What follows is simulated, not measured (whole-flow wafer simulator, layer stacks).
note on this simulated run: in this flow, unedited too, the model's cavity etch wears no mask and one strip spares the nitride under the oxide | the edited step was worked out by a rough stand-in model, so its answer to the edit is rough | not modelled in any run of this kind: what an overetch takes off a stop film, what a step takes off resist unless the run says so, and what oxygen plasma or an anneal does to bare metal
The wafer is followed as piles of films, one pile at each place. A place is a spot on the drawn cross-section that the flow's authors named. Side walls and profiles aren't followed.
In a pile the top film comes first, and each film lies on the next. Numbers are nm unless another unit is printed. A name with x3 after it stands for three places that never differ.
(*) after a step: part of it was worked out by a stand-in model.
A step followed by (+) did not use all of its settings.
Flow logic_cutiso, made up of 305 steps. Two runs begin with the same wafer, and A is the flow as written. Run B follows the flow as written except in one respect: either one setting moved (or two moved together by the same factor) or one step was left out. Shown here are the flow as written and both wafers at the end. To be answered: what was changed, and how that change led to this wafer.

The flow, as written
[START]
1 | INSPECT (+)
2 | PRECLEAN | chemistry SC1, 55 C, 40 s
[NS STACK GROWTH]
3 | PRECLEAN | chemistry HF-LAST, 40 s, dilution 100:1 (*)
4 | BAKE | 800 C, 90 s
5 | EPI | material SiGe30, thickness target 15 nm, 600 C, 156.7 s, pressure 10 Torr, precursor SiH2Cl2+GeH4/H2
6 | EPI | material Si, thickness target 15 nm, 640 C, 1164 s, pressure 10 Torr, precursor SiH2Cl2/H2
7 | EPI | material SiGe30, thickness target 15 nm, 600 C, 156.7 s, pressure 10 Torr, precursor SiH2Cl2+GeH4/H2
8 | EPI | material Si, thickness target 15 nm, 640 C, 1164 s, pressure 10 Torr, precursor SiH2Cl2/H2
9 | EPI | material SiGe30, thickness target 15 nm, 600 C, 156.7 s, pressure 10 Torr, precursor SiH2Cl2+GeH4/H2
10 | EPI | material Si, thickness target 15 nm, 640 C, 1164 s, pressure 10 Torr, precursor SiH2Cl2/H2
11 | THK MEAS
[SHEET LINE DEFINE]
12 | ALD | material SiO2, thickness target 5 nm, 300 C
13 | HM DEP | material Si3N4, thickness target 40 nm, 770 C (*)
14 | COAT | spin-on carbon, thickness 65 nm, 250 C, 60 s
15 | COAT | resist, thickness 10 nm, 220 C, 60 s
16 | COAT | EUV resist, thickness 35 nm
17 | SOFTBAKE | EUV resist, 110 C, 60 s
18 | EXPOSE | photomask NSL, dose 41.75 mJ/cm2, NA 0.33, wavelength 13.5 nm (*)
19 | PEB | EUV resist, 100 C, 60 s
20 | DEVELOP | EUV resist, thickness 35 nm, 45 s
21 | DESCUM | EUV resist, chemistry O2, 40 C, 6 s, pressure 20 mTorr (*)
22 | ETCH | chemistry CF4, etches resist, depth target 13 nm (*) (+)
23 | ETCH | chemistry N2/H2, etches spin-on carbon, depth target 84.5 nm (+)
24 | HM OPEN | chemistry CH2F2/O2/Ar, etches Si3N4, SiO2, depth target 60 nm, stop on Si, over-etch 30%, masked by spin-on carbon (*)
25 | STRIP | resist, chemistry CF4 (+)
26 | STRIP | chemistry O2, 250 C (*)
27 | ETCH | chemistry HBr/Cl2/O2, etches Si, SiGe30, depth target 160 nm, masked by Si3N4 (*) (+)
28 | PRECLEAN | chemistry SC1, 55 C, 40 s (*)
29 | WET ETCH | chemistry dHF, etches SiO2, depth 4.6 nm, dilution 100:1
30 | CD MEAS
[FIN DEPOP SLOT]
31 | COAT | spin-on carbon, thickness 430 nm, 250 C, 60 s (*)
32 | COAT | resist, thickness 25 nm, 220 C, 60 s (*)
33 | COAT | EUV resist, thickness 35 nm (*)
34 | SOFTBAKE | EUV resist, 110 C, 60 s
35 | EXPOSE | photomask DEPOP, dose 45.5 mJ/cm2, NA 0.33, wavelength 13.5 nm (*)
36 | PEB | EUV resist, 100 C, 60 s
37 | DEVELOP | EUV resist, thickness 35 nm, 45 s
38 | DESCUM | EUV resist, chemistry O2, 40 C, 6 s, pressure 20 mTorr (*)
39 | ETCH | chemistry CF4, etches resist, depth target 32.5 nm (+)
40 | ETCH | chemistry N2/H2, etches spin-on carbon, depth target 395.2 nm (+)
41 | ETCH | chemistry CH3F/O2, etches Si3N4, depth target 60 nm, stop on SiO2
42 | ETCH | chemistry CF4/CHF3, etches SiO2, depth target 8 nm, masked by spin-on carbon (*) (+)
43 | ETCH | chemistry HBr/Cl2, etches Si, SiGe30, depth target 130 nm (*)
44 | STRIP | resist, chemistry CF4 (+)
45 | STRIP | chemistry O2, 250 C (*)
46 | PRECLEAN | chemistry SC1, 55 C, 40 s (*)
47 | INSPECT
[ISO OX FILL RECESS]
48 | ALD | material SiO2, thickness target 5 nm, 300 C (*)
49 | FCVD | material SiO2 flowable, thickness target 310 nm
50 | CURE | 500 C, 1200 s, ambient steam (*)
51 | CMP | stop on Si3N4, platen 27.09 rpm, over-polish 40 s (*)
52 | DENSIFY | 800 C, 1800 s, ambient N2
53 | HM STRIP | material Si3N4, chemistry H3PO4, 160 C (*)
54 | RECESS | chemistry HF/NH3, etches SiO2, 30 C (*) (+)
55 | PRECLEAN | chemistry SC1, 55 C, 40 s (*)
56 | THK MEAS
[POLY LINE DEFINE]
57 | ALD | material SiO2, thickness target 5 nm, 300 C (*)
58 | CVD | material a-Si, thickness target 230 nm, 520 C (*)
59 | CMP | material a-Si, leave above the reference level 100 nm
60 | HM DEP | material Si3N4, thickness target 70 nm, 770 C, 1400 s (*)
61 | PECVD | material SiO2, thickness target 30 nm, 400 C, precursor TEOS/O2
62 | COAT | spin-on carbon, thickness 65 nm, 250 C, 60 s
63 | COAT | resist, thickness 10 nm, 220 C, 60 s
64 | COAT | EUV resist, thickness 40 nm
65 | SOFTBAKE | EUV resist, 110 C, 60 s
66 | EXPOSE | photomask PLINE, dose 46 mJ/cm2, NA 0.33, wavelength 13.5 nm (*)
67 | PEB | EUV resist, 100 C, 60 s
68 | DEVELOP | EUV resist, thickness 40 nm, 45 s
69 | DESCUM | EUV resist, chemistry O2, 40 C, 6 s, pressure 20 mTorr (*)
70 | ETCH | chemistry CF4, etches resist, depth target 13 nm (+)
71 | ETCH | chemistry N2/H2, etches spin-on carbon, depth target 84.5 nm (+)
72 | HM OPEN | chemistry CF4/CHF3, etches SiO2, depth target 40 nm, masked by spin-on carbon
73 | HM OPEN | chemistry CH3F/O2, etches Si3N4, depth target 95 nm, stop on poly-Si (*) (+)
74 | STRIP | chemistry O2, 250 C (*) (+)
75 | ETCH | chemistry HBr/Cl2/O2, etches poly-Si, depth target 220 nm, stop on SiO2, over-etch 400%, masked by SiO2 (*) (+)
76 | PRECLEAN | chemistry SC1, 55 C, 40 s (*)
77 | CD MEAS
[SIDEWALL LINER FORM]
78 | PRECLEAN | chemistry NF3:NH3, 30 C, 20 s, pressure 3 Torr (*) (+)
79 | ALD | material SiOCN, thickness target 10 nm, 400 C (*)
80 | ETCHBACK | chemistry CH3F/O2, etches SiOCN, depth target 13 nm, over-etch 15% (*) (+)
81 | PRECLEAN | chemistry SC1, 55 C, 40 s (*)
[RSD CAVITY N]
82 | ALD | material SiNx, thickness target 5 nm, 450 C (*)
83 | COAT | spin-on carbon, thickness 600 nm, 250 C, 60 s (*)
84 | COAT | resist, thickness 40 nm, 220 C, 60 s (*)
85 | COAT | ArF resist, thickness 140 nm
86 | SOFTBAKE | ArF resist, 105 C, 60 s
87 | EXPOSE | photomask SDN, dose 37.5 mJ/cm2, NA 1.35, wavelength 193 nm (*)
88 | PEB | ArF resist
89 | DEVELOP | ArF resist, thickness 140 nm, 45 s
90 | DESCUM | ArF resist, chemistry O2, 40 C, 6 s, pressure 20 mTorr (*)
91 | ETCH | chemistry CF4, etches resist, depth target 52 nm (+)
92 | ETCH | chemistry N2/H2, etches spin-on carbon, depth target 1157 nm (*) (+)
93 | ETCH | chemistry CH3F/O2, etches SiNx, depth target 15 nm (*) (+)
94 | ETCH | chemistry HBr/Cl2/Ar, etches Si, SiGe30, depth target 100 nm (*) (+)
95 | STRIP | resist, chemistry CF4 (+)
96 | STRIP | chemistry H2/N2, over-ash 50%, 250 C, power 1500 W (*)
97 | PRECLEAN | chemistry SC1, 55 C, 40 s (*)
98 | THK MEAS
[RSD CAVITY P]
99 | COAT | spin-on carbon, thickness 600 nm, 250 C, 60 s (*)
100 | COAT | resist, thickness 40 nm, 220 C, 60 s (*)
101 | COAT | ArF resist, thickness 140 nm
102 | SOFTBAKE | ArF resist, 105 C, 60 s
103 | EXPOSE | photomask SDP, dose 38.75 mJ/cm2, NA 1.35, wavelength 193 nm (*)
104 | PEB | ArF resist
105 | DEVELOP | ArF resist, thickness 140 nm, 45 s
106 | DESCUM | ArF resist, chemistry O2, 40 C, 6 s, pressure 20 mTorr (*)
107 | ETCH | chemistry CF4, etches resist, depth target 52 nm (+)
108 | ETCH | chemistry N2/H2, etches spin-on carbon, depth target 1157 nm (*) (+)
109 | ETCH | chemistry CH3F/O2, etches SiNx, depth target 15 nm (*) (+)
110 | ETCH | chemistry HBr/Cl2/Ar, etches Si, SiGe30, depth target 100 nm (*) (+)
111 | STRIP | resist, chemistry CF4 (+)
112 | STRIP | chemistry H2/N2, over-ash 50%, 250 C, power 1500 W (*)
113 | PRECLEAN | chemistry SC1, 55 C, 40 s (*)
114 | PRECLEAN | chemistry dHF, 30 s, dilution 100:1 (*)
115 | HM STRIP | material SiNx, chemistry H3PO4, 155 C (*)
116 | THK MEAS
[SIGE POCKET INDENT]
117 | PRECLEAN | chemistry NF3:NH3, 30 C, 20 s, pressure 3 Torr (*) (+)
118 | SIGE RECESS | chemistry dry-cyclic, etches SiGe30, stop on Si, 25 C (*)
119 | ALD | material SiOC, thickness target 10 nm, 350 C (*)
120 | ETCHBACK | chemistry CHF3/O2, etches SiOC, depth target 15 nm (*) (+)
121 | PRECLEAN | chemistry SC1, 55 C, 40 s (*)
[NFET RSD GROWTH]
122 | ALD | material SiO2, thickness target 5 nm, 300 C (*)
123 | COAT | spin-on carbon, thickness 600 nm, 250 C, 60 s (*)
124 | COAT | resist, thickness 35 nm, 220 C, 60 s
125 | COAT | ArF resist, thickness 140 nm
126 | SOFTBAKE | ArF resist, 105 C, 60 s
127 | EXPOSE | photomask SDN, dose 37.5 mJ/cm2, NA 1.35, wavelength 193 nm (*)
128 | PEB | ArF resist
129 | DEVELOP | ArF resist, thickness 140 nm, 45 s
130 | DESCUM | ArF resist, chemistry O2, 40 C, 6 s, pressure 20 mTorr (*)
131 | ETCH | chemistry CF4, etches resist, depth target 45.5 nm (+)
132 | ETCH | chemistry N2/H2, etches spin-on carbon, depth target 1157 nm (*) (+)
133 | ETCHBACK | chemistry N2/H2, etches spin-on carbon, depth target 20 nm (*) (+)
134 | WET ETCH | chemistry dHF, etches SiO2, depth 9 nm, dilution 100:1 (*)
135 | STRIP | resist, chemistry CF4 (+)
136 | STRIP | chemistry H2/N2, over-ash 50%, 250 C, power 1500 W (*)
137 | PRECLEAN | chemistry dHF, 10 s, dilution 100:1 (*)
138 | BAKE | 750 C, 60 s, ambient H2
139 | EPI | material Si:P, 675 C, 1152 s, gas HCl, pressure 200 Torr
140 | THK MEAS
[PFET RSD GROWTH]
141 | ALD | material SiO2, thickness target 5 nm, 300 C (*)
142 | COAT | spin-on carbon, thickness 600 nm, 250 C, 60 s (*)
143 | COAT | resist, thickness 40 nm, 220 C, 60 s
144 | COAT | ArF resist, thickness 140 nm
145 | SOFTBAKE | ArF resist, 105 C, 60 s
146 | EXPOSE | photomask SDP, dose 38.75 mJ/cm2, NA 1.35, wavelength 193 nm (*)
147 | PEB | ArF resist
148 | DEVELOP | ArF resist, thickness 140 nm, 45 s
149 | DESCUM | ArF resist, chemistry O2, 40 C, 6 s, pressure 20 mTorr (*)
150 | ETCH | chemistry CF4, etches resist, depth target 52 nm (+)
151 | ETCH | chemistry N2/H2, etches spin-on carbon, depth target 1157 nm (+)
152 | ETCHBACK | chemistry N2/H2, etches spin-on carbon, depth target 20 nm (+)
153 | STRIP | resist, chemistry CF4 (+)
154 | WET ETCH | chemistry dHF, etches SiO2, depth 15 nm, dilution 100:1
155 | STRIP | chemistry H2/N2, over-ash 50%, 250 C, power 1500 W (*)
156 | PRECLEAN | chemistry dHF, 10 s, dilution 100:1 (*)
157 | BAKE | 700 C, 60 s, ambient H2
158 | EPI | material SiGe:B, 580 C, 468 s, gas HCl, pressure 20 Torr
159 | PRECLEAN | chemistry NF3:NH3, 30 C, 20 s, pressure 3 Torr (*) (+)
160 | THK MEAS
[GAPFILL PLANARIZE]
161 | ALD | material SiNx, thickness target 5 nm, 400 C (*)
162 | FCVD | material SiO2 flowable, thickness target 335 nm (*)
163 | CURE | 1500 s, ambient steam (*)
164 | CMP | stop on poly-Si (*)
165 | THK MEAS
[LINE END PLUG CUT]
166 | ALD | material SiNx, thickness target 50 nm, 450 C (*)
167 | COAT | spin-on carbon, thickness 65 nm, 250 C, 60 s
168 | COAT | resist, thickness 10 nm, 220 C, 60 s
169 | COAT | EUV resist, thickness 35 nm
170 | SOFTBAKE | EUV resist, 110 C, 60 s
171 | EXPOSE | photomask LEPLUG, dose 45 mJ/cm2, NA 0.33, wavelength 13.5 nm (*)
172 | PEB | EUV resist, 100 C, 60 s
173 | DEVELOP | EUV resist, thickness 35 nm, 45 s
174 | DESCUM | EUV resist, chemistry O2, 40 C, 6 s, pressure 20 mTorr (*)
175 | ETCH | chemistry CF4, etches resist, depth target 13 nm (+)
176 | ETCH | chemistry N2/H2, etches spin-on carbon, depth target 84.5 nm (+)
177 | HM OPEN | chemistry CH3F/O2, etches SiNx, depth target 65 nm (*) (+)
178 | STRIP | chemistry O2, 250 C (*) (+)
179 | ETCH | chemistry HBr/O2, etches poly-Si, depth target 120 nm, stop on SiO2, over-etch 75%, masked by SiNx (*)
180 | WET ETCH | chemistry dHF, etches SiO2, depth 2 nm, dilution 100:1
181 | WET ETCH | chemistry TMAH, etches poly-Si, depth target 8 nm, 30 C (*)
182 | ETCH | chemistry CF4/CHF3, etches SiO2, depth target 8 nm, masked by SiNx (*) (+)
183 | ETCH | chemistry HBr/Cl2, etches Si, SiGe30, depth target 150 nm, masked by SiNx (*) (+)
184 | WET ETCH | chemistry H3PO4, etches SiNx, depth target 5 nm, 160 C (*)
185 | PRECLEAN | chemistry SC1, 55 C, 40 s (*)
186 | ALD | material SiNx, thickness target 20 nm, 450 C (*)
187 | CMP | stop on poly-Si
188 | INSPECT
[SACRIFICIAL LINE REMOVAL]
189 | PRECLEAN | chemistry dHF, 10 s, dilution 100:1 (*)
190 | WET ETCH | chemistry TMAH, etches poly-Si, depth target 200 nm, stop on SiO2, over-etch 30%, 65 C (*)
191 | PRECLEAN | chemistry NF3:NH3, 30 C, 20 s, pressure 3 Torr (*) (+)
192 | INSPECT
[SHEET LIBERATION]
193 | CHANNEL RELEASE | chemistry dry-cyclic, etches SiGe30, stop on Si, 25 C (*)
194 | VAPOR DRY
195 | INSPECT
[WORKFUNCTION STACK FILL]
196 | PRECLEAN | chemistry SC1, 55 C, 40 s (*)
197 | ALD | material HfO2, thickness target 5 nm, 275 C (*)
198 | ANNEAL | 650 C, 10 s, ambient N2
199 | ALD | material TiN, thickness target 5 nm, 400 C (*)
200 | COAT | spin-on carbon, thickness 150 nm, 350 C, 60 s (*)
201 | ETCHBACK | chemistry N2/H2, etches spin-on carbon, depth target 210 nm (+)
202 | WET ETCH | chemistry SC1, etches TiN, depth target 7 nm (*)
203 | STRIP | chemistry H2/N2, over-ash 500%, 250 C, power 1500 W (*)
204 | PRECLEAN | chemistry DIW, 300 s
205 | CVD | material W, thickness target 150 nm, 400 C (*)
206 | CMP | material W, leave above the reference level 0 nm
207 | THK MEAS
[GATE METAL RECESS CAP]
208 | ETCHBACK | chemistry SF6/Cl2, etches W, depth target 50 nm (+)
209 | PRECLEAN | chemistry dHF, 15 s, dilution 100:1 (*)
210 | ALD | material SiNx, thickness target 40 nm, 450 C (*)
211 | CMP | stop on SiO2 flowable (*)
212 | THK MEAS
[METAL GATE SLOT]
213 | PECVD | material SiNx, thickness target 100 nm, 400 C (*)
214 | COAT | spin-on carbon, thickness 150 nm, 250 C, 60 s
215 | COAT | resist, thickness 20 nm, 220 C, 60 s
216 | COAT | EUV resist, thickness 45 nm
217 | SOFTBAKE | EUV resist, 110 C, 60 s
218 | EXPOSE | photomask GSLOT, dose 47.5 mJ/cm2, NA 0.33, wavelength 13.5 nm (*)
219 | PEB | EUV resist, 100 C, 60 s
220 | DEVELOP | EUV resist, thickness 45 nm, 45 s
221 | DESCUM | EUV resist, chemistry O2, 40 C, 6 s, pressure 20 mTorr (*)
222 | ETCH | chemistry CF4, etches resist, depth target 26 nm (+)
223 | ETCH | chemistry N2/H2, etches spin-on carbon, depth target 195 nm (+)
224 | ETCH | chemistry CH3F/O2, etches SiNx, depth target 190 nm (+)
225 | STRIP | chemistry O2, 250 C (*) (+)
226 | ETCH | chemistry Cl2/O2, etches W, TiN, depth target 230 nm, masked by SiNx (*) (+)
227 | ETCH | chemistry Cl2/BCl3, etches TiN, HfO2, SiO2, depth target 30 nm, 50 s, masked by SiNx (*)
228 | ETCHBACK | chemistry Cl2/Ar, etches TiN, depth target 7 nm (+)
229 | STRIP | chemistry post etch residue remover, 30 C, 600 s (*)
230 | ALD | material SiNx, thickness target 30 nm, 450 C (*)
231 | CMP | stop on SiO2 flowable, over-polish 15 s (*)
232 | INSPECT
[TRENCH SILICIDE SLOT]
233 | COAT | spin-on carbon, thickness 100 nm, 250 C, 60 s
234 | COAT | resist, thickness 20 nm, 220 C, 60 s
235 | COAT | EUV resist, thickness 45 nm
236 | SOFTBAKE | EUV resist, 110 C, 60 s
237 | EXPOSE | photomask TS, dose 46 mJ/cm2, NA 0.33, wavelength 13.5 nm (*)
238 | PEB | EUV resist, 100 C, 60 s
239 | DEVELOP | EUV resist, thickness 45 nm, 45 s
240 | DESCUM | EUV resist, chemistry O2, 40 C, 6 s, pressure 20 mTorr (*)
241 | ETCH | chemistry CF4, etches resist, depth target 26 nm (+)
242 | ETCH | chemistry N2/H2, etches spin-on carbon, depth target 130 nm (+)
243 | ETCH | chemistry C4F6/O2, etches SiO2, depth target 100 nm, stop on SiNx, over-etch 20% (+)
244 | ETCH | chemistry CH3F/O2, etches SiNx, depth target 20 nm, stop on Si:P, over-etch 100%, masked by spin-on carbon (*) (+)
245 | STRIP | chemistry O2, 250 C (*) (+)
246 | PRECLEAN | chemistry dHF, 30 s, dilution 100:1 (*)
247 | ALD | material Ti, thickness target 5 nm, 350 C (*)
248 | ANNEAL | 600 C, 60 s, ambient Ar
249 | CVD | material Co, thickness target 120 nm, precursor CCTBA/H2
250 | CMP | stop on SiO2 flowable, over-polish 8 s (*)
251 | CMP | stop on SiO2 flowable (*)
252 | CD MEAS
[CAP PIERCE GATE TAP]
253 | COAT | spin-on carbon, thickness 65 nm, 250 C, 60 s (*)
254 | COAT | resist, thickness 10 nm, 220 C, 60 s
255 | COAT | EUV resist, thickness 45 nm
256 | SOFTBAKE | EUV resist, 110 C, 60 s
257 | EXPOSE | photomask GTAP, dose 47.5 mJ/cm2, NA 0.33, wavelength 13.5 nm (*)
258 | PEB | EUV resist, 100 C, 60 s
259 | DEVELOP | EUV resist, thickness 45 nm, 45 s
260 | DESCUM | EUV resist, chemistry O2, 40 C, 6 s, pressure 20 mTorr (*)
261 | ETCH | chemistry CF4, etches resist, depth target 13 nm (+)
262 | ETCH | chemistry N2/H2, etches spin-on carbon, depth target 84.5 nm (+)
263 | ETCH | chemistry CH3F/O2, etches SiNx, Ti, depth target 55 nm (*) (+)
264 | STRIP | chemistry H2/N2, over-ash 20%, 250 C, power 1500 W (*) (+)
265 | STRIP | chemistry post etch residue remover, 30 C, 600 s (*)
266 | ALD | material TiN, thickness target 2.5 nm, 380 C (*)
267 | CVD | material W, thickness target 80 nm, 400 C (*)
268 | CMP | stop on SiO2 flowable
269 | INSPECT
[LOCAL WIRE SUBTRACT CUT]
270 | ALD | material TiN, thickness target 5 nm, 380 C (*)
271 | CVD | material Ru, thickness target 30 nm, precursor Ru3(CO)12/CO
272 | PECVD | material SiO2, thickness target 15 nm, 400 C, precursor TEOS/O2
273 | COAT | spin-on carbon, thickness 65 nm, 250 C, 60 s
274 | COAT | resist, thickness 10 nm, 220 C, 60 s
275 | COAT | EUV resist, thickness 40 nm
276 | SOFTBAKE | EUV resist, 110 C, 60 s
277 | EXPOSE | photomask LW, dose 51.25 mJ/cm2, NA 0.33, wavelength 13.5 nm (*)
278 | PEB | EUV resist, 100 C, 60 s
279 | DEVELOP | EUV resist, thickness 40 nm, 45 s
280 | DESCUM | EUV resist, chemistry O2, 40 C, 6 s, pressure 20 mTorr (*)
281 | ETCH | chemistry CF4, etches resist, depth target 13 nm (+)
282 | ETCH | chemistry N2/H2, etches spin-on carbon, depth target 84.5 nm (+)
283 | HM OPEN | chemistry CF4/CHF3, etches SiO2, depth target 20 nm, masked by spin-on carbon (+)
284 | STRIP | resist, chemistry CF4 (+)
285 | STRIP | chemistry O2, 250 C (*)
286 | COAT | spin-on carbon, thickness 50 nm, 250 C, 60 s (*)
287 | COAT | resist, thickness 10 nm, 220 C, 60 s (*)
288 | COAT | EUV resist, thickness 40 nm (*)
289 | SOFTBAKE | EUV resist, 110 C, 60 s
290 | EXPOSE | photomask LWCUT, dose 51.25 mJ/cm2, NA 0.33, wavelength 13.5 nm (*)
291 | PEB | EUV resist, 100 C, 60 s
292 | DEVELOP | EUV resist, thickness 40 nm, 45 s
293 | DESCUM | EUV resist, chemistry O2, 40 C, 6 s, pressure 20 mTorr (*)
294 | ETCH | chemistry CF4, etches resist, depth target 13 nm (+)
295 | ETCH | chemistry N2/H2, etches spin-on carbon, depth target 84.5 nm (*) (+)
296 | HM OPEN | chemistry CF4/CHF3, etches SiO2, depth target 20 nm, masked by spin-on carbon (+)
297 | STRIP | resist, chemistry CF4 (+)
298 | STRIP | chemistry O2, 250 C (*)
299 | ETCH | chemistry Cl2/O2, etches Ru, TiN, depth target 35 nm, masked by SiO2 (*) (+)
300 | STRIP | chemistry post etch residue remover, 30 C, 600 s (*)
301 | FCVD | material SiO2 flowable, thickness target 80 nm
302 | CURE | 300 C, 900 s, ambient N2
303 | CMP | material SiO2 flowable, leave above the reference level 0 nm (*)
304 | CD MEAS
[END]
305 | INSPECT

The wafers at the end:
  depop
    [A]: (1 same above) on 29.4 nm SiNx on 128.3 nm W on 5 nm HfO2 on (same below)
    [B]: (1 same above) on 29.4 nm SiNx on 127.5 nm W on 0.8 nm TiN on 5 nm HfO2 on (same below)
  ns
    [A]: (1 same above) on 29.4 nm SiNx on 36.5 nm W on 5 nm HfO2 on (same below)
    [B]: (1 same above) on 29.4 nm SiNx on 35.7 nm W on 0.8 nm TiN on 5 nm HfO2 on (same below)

The reason: step 202, WET ETCH: depth target 4.2 nm was run, whereas the flow has depth target 7 nm.

How this came from the change, step by step:
  202 | WET ETCH | chemistry SC1, etches TiN, depth target 7 nm (*)
      depop, dpovl, iso and 12 more: A TiN loses 5 (all of it) | B TiN loses 4.2
  206 | CMP | material W, leave above the reference level 0 nm
      lnr, lnri, lnrp, lnrt: A W loses 150 (all of it), HfO2 loses 5 (all of it), SiOCN loses 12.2 | B W loses 150 (all of it), TiN loses 0.8 (all of it), HfO2 loses 5 (all of it), SiOCN loses 12.2
      rsdn, rsdp, rsdw, rsdx: A W loses 162.2 (all of it), HfO2 loses 5 (all of it) | B W loses 162.2 (all of it), TiN loses 0.8 (all of it), HfO2 loses 5 (all of it)
      (and at 2 other places as well)
